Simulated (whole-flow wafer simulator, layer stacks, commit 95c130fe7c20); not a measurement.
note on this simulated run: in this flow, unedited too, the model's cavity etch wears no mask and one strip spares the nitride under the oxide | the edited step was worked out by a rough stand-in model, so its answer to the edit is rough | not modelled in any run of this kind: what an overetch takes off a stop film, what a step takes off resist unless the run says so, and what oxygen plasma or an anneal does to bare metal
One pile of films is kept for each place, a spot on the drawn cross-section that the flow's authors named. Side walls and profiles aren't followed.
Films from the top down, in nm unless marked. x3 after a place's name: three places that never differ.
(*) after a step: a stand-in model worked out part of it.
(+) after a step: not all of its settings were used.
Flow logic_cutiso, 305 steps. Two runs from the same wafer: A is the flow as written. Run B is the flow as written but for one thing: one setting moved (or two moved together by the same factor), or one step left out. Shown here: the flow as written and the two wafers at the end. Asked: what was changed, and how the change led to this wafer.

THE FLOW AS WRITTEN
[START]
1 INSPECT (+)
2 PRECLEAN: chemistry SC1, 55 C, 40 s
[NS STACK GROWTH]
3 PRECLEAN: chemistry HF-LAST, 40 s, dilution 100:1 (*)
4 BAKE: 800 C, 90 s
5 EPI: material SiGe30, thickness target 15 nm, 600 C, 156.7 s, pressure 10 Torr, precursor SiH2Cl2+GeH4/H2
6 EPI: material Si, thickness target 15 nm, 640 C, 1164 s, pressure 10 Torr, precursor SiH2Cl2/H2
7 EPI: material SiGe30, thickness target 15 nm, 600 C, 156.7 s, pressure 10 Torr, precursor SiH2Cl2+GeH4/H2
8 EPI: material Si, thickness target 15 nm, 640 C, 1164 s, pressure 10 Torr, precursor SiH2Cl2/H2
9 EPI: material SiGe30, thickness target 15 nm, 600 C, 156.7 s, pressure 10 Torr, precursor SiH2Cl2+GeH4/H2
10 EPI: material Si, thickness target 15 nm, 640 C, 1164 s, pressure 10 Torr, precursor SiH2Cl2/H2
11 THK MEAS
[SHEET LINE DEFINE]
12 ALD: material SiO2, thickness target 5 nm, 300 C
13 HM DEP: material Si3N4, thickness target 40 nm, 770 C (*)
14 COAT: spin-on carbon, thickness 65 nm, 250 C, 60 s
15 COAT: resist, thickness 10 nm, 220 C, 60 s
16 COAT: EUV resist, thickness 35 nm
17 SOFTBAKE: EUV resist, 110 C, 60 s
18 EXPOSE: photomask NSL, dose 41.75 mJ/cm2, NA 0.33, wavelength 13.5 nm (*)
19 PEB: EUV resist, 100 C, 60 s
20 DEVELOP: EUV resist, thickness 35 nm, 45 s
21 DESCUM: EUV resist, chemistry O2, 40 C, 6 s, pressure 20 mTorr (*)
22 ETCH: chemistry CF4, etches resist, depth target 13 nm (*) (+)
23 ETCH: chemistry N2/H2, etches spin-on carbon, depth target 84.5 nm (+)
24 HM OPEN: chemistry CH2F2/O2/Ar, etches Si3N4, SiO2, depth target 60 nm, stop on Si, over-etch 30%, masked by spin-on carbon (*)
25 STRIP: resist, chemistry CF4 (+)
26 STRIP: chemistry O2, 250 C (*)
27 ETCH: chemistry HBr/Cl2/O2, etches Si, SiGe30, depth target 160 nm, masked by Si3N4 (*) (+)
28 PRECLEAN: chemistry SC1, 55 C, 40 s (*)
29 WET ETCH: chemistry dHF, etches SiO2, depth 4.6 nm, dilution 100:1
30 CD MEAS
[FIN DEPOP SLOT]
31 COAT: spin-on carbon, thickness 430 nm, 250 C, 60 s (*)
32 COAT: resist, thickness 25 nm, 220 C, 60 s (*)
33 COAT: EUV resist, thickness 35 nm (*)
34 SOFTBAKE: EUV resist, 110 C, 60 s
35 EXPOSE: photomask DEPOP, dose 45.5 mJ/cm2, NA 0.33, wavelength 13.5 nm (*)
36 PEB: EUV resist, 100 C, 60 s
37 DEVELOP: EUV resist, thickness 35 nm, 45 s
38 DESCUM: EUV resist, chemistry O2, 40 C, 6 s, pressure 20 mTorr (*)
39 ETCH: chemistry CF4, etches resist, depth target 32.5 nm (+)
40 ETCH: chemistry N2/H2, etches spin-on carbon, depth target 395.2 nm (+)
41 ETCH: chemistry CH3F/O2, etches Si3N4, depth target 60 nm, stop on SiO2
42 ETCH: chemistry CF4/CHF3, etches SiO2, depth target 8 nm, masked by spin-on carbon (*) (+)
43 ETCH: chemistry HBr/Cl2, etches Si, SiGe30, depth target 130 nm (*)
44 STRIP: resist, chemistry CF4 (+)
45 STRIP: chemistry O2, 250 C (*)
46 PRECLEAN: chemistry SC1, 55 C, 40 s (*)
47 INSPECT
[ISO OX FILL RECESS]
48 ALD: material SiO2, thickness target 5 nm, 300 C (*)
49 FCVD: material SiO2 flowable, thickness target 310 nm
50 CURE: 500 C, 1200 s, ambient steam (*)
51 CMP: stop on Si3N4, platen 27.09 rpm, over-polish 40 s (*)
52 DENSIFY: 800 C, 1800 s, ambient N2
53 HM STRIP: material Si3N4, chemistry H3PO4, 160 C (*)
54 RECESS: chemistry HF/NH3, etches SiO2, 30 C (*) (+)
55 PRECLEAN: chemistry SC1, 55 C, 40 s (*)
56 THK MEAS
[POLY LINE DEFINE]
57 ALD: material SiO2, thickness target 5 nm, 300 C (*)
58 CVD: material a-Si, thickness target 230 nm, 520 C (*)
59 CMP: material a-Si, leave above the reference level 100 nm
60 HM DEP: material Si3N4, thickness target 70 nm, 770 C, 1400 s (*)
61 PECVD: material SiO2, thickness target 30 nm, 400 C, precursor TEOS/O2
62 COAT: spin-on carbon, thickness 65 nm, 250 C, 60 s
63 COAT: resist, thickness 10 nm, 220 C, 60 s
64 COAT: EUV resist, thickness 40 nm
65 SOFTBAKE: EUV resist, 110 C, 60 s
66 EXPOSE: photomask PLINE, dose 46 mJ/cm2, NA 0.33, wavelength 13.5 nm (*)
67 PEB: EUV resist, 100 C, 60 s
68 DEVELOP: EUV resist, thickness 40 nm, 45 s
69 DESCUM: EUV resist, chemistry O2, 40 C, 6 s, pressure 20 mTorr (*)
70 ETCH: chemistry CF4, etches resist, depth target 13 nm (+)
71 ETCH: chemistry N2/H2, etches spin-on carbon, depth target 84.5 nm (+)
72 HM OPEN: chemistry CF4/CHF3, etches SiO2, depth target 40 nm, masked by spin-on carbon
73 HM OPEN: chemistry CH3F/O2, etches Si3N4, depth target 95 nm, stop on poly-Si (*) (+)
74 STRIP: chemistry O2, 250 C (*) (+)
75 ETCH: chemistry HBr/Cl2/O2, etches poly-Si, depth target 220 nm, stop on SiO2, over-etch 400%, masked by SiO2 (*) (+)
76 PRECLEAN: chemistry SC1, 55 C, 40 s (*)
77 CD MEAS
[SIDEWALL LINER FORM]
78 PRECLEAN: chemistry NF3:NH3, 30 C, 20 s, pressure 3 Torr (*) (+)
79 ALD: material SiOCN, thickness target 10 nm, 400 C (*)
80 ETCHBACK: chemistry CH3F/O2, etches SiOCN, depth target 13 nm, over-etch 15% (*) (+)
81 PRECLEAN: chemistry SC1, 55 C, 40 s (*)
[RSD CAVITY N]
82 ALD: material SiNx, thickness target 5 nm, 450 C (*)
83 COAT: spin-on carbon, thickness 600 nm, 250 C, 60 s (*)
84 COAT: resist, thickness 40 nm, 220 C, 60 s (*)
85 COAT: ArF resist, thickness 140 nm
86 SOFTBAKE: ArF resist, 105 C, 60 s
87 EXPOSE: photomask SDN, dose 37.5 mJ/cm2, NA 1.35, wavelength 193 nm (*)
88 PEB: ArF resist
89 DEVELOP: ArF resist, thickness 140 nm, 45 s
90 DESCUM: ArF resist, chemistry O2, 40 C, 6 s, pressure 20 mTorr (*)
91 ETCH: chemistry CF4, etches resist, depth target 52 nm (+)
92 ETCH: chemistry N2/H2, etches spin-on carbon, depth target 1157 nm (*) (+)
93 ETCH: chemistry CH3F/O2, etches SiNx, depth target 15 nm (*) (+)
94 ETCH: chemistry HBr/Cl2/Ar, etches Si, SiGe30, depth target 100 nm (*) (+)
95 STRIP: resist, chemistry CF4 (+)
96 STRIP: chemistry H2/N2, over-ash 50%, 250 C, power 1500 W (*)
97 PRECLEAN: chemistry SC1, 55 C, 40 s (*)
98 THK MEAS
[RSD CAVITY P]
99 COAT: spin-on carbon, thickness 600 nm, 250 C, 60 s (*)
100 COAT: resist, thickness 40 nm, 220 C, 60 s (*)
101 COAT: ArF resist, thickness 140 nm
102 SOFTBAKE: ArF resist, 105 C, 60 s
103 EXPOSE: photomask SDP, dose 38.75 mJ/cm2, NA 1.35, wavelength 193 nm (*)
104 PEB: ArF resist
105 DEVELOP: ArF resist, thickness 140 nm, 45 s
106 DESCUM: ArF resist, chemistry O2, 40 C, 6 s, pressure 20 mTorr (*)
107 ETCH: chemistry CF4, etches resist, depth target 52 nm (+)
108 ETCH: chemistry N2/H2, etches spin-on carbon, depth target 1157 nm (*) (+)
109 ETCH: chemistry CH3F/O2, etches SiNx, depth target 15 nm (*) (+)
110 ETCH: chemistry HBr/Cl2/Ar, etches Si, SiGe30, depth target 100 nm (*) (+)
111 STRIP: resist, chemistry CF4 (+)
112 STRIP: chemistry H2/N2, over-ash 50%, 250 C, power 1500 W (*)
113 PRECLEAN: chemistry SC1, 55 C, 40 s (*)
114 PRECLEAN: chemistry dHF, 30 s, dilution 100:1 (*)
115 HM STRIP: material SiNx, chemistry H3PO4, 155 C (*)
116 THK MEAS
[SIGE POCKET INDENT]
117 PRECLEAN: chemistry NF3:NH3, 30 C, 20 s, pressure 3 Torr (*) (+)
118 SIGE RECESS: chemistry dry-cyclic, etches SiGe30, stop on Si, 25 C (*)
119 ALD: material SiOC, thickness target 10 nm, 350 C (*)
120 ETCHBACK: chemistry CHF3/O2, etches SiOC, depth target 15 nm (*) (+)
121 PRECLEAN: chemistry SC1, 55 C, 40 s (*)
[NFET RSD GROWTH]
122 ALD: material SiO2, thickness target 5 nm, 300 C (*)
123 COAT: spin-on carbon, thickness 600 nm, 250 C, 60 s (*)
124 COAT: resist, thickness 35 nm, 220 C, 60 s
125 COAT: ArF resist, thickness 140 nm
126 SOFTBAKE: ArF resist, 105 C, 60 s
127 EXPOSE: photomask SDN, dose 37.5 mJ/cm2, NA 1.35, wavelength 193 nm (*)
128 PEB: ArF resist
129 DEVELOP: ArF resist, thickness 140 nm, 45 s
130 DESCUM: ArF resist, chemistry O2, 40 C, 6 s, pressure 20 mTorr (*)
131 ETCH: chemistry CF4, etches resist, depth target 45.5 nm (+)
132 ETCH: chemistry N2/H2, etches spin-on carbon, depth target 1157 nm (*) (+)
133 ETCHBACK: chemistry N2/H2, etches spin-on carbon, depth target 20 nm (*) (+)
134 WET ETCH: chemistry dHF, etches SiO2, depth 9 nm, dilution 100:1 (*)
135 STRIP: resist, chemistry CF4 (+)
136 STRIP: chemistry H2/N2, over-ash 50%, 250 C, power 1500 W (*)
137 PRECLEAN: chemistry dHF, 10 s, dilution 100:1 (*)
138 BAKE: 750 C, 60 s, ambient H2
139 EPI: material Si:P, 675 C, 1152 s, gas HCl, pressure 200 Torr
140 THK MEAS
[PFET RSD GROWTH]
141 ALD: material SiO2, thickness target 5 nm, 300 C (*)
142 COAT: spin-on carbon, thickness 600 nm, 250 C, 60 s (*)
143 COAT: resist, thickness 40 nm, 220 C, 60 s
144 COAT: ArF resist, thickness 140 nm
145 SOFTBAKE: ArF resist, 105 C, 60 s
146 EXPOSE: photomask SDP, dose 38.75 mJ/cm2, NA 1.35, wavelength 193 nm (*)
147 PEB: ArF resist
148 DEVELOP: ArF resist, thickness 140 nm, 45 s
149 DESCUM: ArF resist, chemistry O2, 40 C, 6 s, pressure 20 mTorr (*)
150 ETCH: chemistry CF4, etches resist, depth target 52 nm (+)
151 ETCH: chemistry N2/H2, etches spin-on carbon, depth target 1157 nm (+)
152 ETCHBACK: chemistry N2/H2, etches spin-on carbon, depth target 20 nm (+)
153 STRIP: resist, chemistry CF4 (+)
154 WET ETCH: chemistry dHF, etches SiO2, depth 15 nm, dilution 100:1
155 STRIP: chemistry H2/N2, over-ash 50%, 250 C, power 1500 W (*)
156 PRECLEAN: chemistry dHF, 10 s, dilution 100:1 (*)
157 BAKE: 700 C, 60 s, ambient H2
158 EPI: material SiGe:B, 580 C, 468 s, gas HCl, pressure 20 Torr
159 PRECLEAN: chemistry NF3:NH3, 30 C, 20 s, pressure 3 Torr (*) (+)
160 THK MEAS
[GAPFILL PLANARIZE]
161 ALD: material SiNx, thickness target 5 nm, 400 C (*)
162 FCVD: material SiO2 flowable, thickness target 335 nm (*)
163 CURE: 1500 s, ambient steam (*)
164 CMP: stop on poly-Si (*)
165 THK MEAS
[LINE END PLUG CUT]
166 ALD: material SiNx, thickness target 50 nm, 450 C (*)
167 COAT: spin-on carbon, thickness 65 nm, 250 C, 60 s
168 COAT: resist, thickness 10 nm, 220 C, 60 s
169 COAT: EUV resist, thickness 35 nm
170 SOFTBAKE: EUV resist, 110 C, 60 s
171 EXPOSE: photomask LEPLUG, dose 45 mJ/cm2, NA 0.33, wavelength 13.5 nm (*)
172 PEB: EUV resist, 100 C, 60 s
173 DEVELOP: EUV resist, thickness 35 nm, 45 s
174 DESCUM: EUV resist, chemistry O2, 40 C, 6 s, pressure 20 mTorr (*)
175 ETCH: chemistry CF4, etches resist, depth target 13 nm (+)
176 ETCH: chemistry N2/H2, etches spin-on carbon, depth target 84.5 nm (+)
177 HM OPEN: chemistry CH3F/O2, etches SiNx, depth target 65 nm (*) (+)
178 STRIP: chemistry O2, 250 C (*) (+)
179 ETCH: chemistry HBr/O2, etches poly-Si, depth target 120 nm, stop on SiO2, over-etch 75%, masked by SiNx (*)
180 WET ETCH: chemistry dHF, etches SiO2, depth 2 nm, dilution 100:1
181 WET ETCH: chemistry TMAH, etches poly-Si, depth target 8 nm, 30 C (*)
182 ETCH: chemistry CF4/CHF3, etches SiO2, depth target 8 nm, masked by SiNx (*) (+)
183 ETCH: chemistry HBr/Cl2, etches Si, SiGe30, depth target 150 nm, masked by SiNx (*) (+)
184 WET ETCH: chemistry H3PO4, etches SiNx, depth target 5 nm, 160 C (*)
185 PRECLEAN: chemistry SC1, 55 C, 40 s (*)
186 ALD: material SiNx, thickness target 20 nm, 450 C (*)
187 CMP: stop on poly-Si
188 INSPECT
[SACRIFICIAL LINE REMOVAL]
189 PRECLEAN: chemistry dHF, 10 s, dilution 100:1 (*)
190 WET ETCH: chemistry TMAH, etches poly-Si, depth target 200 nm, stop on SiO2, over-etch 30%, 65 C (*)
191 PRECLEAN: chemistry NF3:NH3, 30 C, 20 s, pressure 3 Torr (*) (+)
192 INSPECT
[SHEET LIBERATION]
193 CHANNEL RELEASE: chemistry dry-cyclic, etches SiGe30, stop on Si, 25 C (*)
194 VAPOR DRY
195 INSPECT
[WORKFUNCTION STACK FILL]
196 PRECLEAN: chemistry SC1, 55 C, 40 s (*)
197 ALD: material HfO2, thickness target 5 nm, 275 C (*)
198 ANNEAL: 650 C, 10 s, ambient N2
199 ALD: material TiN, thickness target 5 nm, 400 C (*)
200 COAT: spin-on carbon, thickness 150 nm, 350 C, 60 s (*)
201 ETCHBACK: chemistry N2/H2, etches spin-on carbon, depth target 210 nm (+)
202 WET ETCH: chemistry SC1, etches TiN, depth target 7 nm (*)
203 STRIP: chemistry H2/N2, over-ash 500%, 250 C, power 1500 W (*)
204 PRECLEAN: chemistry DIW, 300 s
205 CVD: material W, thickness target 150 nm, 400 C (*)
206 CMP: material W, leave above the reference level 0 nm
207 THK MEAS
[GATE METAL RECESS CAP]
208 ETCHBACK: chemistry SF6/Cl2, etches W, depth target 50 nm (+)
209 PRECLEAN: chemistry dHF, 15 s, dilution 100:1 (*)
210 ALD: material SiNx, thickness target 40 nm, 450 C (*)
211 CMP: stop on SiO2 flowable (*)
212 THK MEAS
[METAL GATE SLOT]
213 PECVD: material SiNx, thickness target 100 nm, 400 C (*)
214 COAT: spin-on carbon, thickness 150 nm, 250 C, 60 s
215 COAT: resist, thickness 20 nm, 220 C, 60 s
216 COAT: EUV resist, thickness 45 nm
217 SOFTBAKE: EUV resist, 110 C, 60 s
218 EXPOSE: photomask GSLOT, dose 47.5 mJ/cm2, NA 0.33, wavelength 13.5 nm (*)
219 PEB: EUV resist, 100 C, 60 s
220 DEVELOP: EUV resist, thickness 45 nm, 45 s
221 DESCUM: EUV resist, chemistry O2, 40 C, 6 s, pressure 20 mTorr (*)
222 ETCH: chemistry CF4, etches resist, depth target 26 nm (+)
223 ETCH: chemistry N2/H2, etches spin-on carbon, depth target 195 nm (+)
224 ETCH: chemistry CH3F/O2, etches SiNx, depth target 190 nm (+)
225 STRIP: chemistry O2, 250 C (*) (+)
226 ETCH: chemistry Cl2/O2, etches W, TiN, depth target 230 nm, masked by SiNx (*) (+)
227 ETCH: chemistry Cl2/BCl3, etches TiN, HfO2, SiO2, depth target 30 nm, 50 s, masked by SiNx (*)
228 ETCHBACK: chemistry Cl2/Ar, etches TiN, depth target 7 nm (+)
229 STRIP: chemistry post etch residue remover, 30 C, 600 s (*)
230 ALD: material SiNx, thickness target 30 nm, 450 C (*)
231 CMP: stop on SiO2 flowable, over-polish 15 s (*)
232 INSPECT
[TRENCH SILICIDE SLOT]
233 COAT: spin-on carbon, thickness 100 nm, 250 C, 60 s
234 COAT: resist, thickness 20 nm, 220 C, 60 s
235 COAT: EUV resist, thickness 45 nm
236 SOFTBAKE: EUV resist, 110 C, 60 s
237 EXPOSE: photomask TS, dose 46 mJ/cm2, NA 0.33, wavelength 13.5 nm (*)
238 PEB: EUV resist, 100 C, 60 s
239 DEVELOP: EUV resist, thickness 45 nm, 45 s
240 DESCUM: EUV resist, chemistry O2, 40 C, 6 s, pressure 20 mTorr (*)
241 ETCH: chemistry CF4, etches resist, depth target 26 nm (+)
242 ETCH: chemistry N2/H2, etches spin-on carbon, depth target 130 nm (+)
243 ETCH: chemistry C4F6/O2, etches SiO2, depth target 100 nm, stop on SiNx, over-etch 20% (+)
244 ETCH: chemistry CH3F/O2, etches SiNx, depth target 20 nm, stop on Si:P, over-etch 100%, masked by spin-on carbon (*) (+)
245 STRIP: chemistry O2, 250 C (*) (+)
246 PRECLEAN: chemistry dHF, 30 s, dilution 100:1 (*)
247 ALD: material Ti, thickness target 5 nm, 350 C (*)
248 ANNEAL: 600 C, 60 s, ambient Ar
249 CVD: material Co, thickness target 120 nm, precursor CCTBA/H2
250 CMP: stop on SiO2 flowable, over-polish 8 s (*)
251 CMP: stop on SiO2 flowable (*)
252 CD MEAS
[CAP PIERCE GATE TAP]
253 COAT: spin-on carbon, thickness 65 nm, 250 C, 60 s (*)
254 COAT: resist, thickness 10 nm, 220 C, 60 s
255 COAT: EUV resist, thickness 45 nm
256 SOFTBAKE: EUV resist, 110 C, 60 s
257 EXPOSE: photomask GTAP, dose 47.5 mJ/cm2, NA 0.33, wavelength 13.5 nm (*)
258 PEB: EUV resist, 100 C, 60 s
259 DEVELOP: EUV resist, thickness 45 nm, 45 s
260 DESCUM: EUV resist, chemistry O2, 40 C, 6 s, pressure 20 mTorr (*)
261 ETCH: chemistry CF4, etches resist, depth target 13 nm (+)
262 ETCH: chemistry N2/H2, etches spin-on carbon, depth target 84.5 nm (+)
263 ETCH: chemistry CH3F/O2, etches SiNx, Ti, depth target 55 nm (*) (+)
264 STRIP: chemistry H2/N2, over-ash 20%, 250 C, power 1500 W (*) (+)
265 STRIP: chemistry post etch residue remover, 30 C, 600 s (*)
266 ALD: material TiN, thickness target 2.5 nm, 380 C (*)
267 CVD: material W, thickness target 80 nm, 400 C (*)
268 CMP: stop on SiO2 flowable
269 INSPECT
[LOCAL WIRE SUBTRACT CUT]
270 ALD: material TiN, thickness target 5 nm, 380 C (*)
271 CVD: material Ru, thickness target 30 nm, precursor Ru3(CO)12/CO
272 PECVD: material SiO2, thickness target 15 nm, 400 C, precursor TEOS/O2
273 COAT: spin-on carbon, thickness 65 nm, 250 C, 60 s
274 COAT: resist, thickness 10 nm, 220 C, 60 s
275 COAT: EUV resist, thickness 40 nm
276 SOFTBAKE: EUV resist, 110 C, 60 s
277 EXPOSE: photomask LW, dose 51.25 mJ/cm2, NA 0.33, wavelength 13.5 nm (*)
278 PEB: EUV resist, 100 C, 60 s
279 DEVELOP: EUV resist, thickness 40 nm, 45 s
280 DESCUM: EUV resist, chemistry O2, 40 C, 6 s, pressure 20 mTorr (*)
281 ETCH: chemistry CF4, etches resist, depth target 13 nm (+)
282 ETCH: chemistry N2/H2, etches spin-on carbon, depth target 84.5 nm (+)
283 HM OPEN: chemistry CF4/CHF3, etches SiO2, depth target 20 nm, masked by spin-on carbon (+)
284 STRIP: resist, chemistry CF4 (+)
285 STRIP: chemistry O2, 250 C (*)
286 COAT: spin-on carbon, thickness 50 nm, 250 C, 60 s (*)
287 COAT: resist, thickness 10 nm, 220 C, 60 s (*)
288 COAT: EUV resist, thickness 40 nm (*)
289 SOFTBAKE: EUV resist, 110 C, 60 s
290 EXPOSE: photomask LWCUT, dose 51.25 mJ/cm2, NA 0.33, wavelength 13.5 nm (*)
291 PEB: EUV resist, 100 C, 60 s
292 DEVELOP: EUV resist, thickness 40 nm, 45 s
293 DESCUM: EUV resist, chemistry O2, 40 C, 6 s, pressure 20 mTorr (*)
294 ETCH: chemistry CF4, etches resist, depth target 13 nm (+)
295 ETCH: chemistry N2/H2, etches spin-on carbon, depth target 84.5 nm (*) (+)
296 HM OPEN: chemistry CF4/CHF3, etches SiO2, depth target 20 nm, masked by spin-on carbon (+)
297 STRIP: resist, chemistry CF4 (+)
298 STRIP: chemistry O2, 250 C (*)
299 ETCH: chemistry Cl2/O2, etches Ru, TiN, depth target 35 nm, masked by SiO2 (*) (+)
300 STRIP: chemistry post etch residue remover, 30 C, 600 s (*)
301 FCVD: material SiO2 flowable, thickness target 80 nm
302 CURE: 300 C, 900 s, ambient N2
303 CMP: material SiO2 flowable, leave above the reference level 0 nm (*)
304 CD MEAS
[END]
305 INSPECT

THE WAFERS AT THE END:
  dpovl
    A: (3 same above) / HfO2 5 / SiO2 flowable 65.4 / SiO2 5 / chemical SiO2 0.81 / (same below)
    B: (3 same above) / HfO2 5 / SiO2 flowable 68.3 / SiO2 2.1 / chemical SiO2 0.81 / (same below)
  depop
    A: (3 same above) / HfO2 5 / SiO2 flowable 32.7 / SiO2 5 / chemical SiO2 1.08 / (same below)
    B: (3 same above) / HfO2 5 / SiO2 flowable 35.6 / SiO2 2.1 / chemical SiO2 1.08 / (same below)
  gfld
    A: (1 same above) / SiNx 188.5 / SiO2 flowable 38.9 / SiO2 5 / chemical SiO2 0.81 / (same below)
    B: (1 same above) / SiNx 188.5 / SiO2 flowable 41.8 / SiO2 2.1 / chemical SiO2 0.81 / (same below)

The cause: step 48, ALD: thickness target 2.1 nm was run, where the flow has thickness target 5 nm.
It can be read off the wafer: dpovl has SiO2 2.1, and step 48 as written asks for 5 nm.

How the change led to this, step by step:
  48 ALD: material SiO2, thickness target 5 nm, 300 C (*)
      depop, dpovl, gfld and 19 more: A SiO2 +5 (new film) | B SiO2 +2.1 (new film)
  49 FCVD: material SiO2 flowable, thickness target 310 nm
      dpovl, nsgap: A SiO2 flowable +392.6 (new film) | B SiO2 flowable +380.5 (new film)
      depop: A SiO2 flowable +359.9 (new film) | B SiO2 flowable +347.8 (new film)
      (and at 2 more places)
  51 CMP: stop on Si3N4, platen 27.09 rpm, over-polish 40 s (*)
      gxn, gxp: A SiO2 flowable -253 (all of it), SiO2 -5 (all of it), Si3N4 -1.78 | B SiO2 flowable -251.5 (all of it), SiO2 -2.1 (all of it), Si3N4 -1.78
      lnrt, tap: A SiO2 flowable -254.2 (all of it), SiO2 -5 (all of it), Si3N4 -1.78 | B SiO2 flowable -252.7 (all of it), SiO2 -2.1 (all of it), Si3N4 -1.78
      (and at 14 more places)
  197 ALD: material HfO2, thickness target 5 nm, 275 C (*)
      gxf: A HfO2 +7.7 (new film) | B HfO2 +5 (new film)
  199 ALD: material TiN, thickness target 5 nm, 400 C (*)
      gxf: A TiN +5 (new film) | B TiN +7.64 (new film)
